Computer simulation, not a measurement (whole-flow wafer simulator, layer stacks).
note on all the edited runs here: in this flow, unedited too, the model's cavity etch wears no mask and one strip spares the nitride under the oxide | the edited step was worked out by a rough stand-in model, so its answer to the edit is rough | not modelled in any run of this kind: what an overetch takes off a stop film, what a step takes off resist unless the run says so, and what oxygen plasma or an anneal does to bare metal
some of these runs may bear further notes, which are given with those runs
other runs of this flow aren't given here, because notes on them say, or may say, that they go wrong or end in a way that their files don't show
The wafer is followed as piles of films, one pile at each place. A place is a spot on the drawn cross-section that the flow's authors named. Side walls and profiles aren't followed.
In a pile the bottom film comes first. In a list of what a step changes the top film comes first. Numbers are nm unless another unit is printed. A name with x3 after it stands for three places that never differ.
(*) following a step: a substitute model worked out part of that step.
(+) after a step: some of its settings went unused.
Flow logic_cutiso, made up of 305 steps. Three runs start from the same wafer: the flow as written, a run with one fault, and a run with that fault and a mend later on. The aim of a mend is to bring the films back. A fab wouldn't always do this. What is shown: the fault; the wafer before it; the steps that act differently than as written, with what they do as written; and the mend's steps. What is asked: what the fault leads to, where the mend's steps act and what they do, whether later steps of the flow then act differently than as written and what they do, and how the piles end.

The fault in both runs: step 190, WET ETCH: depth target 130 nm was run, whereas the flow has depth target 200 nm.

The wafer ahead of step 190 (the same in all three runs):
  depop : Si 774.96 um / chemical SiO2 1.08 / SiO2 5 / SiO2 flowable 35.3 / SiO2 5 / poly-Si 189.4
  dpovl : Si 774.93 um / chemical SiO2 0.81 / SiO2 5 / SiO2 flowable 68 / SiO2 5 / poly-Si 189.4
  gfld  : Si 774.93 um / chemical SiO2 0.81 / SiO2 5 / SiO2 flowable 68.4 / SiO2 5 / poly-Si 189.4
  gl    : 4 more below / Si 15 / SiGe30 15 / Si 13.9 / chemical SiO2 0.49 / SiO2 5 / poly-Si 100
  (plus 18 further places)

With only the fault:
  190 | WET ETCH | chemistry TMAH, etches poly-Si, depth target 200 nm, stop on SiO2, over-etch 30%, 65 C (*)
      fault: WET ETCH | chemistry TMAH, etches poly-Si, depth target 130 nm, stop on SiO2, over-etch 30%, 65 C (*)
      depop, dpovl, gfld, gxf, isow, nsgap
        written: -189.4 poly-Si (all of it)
        fault: -130 poly-Si
  Steps later in the flow that act otherwise than as written (2 other steps are not shown; they differ only slightly, by no more than 2% or 0.5 nm, whichever is larger):
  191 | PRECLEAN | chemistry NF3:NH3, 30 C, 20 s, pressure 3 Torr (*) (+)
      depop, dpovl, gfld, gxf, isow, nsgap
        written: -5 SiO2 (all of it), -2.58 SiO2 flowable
        fault: nothing
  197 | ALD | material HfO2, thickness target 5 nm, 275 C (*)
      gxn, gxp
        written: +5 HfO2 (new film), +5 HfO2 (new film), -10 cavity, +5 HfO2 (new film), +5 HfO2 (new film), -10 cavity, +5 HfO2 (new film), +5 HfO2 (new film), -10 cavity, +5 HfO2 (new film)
        fault: +5 HfO2 (new film), +5 HfO2 (new film), -10 cavity, +5 HfO2 (new film), +14.5 HfO2 (new film), -14.5 cavity (all of it), +14.5 HfO2 (new film), -14.5 cavity (all of it)
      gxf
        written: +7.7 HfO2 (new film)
        fault: +5 HfO2 (new film)
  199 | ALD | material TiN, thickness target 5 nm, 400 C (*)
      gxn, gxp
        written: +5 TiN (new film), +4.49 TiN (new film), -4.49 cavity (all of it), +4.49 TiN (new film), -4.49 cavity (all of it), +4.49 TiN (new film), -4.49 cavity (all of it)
        fault: +5 TiN (new film), +4.49 TiN (new film), -4.49 cavity (all of it)
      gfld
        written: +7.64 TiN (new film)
        fault: +5 TiN (new film)
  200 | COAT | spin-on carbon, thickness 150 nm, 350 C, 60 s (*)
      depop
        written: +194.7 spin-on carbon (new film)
        fault: +161.8 spin-on carbon (new film)
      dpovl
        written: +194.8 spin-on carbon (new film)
        fault: +161.8 spin-on carbon (new film)
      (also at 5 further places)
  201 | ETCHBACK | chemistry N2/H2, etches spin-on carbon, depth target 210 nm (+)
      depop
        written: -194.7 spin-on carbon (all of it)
        fault: -161.8 spin-on carbon (all of it)
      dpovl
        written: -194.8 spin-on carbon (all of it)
        fault: -161.8 spin-on carbon (all of it)
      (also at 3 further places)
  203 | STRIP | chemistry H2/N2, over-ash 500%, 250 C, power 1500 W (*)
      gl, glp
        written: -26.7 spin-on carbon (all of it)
        fault: -28.1 spin-on carbon (all of it)
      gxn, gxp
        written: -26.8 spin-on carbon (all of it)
        fault: -28.3 spin-on carbon (all of it)
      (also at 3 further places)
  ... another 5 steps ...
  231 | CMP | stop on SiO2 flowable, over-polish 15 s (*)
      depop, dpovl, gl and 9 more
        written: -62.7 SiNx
        fault: -79.5 SiNx
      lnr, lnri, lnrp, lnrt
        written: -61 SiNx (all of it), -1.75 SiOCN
        fault: -77.8 SiNx (all of it), -1.75 SiOCN
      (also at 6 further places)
  By the end, the piles at depop, dpovl, gfld, gxf, gxn, gxp, isow, nsgap depart from the flow's by more than 2% or 0.5 nm, whichever is larger.
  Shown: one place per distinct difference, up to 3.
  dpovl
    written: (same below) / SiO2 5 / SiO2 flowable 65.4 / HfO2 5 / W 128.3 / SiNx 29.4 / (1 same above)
    fault: (same below) / SiO2 5 / SiO2 flowable 68 / SiO2 5 / poly-Si 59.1 / chemical SiO2 0.49 / HfO2 5 / W 61 / SiNx 29.4 / (1 same above)
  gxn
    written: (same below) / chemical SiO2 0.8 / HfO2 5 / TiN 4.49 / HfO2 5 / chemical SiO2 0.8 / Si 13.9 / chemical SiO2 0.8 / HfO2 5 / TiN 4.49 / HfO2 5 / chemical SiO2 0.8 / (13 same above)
    fault: (same below) / chemical SiO2 0.8 / HfO2 14.5 / chemical SiO2 0.8 / Si 13.9 / chemical SiO2 0.8 / HfO2 14.5 / chemical SiO2 0.8 / (13 same above)
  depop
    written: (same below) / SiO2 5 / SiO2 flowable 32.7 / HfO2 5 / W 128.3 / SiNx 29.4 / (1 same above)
    fault: (same below) / SiO2 5 / SiO2 flowable 35.3 / SiO2 5 / poly-Si 59.1 / chemical SiO2 0.49 / HfO2 5 / W 61 / SiNx 29.4 / (1 same above)

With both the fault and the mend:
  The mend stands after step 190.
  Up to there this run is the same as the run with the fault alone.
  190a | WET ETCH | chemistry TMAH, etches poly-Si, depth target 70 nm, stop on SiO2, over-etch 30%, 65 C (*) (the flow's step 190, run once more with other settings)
      depop, dpovl, gfld, gxf, isow, nsgap
        -59.4 poly-Si (all of it)
  Later steps of the flow that are run all act as written at every place that is followed.
  The piles end the same as the flow's at every place that both follow.
